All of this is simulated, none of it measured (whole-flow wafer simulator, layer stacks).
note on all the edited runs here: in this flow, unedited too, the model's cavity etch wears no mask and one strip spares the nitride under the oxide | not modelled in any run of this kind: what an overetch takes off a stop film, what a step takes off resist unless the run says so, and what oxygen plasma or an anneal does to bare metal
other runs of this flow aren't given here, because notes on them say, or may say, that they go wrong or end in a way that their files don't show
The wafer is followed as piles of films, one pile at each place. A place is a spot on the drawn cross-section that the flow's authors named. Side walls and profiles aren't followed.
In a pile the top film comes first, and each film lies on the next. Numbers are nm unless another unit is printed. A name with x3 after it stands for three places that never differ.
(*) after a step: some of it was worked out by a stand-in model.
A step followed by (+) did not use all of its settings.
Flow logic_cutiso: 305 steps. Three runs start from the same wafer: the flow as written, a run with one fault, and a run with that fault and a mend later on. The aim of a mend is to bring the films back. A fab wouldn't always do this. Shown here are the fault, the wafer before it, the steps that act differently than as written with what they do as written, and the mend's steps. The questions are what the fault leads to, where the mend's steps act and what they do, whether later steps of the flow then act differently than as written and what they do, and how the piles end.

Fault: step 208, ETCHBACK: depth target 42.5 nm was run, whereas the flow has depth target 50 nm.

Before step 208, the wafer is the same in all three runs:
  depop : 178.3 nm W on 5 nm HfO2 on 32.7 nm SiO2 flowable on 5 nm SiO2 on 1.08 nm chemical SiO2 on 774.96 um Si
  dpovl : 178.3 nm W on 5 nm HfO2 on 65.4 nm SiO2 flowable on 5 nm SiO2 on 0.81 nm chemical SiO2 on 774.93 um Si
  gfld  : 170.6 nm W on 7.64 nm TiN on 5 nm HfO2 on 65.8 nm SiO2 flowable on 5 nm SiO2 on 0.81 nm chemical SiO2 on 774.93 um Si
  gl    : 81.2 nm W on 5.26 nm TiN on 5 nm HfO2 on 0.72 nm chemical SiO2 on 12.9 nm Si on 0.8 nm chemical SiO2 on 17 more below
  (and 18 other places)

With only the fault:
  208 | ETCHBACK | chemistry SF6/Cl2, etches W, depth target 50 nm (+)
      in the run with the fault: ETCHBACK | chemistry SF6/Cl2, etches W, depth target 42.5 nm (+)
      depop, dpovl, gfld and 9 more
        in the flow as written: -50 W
        in the run with the fault: -42.5 W
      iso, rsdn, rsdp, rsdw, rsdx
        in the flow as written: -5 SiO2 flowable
        in the run with the fault: -4.25 SiO2 flowable
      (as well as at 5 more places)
  Steps further on in the flow that do not act as written (11 more steps, not shown, differ only slightly: by at most 2% or 0.5 nm, whichever is larger):
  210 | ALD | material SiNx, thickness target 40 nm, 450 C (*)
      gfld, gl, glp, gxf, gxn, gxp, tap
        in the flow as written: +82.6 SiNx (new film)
        in the run with the fault: +76.2 SiNx (new film)
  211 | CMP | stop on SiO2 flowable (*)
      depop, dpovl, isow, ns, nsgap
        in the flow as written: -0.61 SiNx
        in the run with the fault: -7.45 SiNx
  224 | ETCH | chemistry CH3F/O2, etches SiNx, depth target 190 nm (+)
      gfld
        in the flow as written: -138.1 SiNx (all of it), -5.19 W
        in the run with the fault: -131.2 SiNx (all of it), -5.88 W
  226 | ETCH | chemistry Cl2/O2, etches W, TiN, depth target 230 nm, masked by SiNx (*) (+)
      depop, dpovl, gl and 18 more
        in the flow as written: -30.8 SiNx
        in the run with the fault: -32.5 SiNx
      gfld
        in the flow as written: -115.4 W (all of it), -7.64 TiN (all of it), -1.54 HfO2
        in the run with the fault: -122.3 W (all of it), -7.64 TiN (all of it), -1.62 HfO2
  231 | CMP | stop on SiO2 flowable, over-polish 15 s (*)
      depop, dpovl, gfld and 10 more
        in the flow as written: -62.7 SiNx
        in the run with the fault: -61 SiNx
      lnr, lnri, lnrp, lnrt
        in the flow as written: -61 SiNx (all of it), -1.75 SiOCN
        in the run with the fault: -59.3 SiNx (all of it), -1.75 SiOCN
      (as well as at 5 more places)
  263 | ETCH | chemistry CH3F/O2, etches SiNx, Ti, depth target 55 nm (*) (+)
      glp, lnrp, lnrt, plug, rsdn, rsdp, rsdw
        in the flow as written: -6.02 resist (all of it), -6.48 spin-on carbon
        in the run with the fault: -6.02 resist (all of it), -1.59 spin-on carbon
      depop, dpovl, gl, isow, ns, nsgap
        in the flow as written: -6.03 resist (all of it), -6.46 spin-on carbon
        in the run with the fault: -6.03 resist (all of it), -1.57 spin-on carbon
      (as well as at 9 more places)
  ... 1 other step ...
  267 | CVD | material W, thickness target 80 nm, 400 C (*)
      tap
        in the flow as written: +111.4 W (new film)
        in the run with the fault: +104.3 W (new film)
  By the end, the piles at depop, dpovl, gl and 8 more depart from the flow's by more than 2% or 0.5 nm, whichever is larger.
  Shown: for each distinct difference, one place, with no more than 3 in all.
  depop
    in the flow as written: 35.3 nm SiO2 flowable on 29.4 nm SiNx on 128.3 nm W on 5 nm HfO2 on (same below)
    in the run with the fault: 35.3 nm SiO2 flowable on 22.5 nm SiNx on 135.8 nm W on 5 nm HfO2 on (same below)
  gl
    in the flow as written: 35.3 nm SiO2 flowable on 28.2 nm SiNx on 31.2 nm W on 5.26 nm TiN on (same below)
    in the run with the fault: 35.3 nm SiO2 flowable on 21.4 nm SiNx on 38.7 nm W on 5.26 nm TiN on (same below)
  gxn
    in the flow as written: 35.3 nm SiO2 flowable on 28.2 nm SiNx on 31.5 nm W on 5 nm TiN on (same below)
    in the run with the fault: 35.3 nm SiO2 flowable on 21.4 nm SiNx on 39 nm W on 5 nm TiN on (same below)

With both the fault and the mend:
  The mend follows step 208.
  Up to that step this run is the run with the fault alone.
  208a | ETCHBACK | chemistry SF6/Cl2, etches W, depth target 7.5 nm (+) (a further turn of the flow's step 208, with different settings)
      depop, dpovl, gfld and 9 more
        -7.5 W
      iso, rsdn, rsdp, rsdw, rsdx
        -0.75 SiO2 flowable
      lnr, lnri, lnrp, lnrt
        -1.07 SiOCN
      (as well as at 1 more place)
  None of the later steps of the flow acts differently than as written at any place that is followed.
  The piles end the same as the flow's at every place that both follow.
